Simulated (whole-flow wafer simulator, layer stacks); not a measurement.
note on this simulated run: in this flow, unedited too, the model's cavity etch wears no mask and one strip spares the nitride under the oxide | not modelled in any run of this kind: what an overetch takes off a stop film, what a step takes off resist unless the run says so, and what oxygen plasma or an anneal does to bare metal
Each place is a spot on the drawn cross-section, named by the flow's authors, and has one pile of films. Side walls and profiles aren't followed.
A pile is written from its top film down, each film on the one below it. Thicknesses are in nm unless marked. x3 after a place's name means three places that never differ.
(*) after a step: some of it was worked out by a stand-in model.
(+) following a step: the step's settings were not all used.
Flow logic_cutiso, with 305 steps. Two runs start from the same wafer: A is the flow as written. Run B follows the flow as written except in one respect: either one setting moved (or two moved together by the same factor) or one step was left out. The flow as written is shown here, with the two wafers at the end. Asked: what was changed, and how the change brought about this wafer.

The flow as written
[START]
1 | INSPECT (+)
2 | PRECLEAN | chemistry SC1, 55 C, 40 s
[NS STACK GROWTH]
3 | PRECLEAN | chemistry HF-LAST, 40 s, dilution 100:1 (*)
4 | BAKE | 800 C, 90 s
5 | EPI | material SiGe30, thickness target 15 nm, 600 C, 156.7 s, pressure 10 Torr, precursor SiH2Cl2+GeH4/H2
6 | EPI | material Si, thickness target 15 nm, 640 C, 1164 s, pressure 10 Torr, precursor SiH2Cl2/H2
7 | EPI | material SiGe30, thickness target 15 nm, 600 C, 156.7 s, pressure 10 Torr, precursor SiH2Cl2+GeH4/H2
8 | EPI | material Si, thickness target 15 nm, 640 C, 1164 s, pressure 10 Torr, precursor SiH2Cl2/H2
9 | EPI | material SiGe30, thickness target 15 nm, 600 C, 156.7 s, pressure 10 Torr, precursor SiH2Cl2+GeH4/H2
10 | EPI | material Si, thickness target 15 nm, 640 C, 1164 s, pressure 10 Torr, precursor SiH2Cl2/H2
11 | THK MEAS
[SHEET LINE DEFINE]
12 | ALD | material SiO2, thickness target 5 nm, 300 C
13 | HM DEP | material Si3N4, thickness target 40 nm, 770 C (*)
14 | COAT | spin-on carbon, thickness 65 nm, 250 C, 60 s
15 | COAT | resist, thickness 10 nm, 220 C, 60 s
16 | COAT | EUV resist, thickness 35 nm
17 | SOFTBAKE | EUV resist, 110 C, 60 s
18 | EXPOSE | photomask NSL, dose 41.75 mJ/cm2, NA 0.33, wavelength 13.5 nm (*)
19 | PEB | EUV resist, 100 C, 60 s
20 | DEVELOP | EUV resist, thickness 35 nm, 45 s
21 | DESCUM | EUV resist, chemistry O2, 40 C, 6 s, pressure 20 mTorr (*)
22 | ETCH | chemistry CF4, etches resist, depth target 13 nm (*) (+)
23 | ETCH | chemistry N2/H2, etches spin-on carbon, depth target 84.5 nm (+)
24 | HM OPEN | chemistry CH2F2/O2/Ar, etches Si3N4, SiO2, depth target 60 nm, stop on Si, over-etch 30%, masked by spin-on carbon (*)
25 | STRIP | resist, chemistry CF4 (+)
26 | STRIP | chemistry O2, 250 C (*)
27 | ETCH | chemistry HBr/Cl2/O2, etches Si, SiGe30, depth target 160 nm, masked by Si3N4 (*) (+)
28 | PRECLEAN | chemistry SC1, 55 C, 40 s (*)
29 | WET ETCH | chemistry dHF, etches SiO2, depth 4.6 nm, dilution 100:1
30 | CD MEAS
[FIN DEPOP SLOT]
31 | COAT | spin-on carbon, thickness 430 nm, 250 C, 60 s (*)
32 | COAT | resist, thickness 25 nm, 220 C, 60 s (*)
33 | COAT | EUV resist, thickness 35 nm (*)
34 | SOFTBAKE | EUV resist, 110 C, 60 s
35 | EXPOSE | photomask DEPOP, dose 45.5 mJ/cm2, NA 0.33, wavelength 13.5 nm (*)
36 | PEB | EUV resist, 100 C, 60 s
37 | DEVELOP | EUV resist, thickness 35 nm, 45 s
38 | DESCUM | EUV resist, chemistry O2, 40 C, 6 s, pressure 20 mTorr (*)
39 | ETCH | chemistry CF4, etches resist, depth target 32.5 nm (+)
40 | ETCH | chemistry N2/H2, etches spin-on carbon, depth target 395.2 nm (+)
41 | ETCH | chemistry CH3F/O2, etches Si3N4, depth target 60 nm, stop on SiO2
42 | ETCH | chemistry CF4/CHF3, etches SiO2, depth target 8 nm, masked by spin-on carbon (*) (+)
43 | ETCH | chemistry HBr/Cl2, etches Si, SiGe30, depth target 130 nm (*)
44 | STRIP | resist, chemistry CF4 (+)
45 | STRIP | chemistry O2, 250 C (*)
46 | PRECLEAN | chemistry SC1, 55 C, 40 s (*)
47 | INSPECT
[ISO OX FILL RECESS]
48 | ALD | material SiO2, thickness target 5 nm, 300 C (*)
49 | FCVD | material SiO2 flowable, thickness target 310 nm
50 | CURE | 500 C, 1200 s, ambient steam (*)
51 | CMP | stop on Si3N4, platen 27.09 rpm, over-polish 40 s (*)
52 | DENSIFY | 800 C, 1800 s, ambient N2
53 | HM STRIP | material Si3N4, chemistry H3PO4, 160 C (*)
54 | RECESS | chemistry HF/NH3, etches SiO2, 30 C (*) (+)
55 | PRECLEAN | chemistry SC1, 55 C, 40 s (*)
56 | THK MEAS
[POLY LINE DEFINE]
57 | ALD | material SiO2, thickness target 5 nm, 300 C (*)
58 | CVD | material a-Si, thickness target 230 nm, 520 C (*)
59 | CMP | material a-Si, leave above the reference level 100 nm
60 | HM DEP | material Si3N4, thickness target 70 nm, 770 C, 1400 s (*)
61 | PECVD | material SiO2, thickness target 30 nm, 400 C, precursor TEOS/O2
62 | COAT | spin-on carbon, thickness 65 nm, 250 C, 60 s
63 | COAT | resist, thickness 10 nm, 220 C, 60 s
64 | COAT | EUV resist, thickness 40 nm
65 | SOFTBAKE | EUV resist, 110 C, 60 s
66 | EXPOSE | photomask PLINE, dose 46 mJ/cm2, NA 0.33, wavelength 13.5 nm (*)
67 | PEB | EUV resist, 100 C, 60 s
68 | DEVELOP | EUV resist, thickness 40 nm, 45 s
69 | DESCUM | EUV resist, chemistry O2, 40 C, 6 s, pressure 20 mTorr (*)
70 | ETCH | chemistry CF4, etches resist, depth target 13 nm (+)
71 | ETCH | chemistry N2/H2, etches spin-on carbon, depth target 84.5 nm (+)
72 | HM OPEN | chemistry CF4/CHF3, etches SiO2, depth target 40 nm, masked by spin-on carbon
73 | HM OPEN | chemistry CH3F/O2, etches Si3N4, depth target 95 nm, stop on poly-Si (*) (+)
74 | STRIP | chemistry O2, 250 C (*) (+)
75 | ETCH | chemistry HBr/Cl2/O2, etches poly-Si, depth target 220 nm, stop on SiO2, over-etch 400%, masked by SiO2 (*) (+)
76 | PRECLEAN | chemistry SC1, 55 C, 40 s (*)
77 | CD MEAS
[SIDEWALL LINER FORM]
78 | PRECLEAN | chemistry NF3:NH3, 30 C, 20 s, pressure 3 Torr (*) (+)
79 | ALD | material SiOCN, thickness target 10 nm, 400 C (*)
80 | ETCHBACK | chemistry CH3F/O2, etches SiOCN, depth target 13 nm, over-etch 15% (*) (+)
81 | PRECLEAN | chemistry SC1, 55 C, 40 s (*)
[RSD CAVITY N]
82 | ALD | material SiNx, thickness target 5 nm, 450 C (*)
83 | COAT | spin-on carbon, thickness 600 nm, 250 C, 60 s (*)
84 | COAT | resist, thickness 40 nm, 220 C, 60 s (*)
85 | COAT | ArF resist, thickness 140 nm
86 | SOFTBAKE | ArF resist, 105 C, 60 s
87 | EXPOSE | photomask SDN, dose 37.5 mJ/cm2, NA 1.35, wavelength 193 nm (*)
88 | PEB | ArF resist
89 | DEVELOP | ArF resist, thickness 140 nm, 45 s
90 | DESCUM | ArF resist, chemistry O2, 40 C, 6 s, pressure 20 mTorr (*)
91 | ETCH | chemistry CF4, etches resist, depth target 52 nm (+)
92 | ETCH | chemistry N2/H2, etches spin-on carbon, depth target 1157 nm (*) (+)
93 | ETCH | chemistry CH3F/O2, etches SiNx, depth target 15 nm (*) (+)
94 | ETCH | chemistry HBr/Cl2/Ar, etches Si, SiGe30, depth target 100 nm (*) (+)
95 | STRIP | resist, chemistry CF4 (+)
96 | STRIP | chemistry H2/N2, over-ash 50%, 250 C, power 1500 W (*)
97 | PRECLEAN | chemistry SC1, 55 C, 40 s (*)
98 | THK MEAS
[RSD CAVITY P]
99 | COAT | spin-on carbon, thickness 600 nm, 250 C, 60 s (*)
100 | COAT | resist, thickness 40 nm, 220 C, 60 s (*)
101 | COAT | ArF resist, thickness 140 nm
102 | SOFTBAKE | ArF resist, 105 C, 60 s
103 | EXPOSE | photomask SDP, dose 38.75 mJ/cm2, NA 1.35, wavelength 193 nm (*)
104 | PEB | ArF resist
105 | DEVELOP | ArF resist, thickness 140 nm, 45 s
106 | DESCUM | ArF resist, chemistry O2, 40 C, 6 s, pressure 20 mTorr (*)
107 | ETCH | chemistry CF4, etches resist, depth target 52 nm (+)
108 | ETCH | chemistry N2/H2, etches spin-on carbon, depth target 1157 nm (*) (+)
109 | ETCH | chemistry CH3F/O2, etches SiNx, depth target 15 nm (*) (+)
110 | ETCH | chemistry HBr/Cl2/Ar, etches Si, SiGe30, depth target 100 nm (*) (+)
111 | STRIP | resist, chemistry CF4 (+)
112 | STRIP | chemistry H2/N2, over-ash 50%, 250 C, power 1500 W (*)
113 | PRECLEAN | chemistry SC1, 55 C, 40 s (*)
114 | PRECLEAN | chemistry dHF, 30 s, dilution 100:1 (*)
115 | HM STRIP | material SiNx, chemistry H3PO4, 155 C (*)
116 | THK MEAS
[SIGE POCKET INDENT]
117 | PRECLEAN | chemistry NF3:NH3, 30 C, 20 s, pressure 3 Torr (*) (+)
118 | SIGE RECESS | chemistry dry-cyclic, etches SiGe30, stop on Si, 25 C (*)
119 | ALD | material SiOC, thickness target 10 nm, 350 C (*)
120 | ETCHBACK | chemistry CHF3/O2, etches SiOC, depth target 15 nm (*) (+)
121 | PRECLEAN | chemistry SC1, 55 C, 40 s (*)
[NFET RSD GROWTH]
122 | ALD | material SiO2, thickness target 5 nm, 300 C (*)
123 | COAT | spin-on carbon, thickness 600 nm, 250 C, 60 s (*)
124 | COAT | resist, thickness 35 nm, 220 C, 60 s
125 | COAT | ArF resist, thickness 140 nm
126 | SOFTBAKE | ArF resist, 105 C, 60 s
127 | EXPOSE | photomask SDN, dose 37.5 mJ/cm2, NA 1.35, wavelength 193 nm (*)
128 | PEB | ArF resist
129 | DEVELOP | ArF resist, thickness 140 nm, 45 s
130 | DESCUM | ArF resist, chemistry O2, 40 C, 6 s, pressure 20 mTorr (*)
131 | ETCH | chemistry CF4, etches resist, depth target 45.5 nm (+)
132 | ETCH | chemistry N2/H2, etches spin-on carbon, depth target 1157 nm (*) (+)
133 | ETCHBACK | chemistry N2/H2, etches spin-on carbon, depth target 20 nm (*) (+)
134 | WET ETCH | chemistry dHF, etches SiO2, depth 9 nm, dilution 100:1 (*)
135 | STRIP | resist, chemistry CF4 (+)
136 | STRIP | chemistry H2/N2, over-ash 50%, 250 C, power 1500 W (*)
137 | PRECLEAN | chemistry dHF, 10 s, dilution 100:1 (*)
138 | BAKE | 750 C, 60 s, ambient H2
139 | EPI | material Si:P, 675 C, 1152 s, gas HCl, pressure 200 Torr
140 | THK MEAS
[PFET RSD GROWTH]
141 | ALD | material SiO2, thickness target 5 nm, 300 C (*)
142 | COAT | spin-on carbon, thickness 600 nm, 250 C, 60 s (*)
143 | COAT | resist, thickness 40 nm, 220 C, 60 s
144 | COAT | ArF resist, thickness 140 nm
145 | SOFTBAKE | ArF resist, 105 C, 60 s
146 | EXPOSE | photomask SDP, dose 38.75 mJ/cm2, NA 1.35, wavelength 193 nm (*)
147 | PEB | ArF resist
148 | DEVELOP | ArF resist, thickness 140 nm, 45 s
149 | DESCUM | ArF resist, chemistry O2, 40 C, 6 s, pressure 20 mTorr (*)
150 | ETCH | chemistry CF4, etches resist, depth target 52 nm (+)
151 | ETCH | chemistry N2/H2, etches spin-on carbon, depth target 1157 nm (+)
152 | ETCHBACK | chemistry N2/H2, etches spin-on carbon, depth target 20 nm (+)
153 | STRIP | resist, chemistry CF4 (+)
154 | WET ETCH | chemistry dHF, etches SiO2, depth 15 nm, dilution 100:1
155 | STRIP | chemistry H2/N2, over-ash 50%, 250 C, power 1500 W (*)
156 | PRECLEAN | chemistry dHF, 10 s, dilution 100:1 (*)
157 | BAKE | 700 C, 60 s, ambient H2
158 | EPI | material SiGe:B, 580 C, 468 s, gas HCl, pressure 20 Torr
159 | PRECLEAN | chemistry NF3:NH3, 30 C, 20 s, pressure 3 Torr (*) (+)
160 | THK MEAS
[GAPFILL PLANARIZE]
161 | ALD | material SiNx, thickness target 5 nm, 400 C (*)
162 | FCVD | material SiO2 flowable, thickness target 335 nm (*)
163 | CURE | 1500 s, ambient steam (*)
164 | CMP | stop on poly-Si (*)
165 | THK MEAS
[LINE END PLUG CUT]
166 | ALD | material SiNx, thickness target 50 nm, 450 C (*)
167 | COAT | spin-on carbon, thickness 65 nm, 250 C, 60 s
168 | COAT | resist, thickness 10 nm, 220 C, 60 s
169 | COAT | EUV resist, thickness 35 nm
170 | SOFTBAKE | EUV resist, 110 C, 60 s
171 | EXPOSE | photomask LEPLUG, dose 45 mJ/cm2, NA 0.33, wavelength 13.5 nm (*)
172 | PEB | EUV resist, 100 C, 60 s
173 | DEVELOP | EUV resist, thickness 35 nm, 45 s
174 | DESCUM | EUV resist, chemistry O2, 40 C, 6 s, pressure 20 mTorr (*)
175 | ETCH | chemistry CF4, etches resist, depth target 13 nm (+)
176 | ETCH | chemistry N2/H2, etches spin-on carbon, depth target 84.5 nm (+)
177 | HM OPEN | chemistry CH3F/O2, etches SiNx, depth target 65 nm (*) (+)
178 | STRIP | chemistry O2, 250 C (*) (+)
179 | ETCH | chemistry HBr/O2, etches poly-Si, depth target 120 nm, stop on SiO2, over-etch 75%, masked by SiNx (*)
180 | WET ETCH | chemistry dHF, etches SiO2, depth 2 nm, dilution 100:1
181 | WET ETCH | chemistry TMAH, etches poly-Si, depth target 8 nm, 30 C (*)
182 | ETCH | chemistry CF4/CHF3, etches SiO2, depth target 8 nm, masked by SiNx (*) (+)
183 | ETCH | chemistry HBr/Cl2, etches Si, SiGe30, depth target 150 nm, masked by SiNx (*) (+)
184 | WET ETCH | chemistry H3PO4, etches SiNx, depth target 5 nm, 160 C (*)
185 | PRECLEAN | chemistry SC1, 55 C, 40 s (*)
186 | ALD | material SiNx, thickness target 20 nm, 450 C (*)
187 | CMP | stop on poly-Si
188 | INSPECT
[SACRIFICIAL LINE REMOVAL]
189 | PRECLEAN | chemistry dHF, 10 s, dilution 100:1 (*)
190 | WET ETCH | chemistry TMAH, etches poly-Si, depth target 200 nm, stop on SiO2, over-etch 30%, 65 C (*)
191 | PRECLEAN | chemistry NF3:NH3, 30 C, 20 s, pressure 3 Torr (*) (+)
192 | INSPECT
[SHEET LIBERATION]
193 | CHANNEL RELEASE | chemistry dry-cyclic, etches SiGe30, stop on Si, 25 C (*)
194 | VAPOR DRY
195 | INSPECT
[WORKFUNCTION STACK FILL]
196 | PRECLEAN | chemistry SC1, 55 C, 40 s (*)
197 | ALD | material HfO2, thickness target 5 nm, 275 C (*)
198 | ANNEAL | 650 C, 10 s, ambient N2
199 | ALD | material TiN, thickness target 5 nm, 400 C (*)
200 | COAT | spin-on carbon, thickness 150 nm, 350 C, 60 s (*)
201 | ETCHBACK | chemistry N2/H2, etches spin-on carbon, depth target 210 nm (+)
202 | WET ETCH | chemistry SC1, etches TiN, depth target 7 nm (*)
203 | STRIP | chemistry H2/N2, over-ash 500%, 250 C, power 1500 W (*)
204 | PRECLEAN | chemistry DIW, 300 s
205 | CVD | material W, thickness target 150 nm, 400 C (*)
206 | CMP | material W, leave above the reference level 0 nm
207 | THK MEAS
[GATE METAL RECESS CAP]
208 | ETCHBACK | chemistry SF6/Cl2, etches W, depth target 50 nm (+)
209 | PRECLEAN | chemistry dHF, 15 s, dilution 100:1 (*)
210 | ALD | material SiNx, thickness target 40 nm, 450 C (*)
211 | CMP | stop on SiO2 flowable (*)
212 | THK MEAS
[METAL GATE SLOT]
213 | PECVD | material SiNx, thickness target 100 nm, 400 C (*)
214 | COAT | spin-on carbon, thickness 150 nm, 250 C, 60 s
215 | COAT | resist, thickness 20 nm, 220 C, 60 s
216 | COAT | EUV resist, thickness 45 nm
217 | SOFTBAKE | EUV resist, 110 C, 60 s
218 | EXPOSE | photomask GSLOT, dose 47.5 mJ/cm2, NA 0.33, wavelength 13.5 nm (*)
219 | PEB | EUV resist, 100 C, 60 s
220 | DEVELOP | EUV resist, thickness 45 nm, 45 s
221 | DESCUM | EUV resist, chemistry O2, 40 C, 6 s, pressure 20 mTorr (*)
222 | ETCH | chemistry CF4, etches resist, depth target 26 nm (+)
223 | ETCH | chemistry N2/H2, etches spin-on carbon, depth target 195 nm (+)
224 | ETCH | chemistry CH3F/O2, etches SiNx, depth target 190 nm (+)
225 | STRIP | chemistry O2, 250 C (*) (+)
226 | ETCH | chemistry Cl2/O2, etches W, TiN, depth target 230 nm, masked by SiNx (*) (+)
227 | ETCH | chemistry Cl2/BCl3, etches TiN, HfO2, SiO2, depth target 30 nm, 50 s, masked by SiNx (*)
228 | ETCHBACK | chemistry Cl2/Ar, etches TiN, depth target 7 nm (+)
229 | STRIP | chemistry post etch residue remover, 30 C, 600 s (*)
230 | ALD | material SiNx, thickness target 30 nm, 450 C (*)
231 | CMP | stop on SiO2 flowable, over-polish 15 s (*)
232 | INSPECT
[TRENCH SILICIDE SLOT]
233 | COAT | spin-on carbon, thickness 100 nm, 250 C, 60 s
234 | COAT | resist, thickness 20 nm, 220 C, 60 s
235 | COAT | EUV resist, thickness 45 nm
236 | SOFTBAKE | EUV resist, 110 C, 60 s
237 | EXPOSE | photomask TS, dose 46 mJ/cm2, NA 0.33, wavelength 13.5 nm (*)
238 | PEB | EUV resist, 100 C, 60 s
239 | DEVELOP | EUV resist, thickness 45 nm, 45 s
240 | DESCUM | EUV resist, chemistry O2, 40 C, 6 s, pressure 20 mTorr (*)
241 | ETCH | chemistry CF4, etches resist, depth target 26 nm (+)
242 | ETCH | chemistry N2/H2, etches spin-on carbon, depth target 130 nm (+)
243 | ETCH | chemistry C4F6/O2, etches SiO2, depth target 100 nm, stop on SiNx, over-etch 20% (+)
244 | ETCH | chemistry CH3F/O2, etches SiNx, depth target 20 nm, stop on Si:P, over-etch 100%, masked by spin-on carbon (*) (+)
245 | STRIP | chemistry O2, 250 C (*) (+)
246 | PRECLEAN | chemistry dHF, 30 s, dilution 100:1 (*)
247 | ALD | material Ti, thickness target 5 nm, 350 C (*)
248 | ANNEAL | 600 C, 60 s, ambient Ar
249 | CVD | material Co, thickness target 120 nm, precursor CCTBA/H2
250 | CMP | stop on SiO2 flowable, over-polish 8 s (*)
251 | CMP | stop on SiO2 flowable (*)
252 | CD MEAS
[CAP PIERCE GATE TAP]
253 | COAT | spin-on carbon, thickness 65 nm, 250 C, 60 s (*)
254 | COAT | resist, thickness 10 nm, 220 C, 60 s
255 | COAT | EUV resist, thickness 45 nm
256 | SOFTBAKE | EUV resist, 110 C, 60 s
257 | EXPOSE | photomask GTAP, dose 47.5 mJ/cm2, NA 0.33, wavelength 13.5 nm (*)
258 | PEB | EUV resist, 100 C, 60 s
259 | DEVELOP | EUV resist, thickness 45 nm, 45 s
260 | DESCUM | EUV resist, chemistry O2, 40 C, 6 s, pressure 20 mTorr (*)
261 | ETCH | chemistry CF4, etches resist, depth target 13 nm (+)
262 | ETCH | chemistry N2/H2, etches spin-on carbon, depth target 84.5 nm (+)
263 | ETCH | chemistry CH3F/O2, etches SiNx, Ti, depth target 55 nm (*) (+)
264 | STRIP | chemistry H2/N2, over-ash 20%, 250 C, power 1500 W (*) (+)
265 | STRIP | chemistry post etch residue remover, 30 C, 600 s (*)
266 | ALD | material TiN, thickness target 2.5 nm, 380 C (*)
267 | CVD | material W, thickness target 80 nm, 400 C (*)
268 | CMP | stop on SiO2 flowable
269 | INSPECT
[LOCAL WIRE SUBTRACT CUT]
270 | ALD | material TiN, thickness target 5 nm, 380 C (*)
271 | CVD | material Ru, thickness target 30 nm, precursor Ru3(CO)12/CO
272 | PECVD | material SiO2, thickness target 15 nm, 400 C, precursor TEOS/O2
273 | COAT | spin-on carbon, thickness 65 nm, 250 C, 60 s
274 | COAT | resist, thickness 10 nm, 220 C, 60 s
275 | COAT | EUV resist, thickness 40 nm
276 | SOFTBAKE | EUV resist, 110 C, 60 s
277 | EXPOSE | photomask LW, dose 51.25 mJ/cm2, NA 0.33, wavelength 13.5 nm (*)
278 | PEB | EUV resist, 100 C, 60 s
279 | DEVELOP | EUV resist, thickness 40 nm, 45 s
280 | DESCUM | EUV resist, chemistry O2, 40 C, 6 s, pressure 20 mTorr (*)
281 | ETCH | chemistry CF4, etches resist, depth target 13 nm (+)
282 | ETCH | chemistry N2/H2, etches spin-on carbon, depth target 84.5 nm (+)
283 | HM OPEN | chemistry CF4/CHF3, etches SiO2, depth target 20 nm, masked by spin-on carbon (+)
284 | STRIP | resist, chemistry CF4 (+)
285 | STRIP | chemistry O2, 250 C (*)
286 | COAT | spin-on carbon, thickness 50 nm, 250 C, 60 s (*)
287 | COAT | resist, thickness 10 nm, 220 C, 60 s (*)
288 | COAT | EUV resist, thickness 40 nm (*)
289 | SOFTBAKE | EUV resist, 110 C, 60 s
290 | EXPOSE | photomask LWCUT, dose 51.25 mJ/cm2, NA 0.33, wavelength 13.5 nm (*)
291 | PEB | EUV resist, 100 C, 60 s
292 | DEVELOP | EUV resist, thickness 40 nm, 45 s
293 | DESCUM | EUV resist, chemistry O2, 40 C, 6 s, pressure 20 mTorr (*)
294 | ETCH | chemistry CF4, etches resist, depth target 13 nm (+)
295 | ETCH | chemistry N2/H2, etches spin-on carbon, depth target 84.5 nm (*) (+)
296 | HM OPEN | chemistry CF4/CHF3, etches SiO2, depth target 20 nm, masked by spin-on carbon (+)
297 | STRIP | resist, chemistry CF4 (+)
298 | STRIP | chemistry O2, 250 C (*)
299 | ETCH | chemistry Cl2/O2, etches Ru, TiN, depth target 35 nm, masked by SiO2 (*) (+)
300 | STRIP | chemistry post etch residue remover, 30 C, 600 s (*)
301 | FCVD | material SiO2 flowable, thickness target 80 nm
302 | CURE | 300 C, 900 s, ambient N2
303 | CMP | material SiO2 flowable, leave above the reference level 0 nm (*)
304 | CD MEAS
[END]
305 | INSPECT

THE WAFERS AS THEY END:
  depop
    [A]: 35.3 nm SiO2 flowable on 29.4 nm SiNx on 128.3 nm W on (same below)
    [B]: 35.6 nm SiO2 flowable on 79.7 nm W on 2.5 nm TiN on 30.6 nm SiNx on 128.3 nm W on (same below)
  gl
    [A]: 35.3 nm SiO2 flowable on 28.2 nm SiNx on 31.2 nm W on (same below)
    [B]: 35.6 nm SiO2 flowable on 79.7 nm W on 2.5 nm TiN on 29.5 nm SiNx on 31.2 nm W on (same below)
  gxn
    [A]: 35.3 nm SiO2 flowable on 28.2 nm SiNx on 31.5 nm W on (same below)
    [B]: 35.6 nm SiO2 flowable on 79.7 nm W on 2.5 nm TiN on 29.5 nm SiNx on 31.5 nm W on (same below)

What caused this: step 268, CMP: stop on SiO2 flowable, was skipped.

The path from the change to this, step by step:
  301 | FCVD | material SiO2 flowable, thickness target 80 nm
      iso, rsdx: A +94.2 SiO2 flowable | B +94.4 SiO2 flowable (new film)
Taking metal films that touch as one body, depop has 2 bodies (between them, from the top down: SiNx 30.6); the flow as written gives 1 body.
Taking metal films that touch as one body, gl has 5 bodies (between them, from the top down: SiNx 29.5; HfO2 5 / chemical SiO2 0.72 / Si 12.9 / chemical SiO2 0.8 / HfO2 5; HfO2 5 / chemical SiO2 0.8 / Si 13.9 / chemical SiO2 0.8 / HfO2 5; HfO2 5 / chemical SiO2 0.8 / Si 13.9 / chemical SiO2 0.8 / HfO2 5); the flow as written gives 4 bodies (between them, from the top down: HfO2 5 / chemical SiO2 0.72 / Si 12.9 / chemical SiO2 0.8 / HfO2 5; HfO2 5 / chemical SiO2 0.8 / Si 13.9 / chemical SiO2 0.8 / HfO2 5; HfO2 5 / chemical SiO2 0.8 / Si 13.9 / chemical SiO2 0.8 / HfO2 5).
Taking metal films that touch as one body, gxn has 5 bodies (between them, from the top down: SiNx 29.5; HfO2 5 / chemical SiO2 0.72 / Si 12.9 / chemical SiO2 0.8 / HfO2 5; HfO2 5 / chemical SiO2 0.8 / Si 13.9 / chemical SiO2 0.8 / HfO2 5; HfO2 5 / chemical SiO2 0.8 / Si 13.9 / chemical SiO2 0.8 / HfO2 5); the flow as written gives 4 bodies (between them, from the top down: HfO2 5 / chemical SiO2 0.72 / Si 12.9 / chemical SiO2 0.8 / HfO2 5; HfO2 5 / chemical SiO2 0.8 / Si 13.9 / chemical SiO2 0.8 / HfO2 5; HfO2 5 / chemical SiO2 0.8 / Si 13.9 / chemical SiO2 0.8 / HfO2 5).
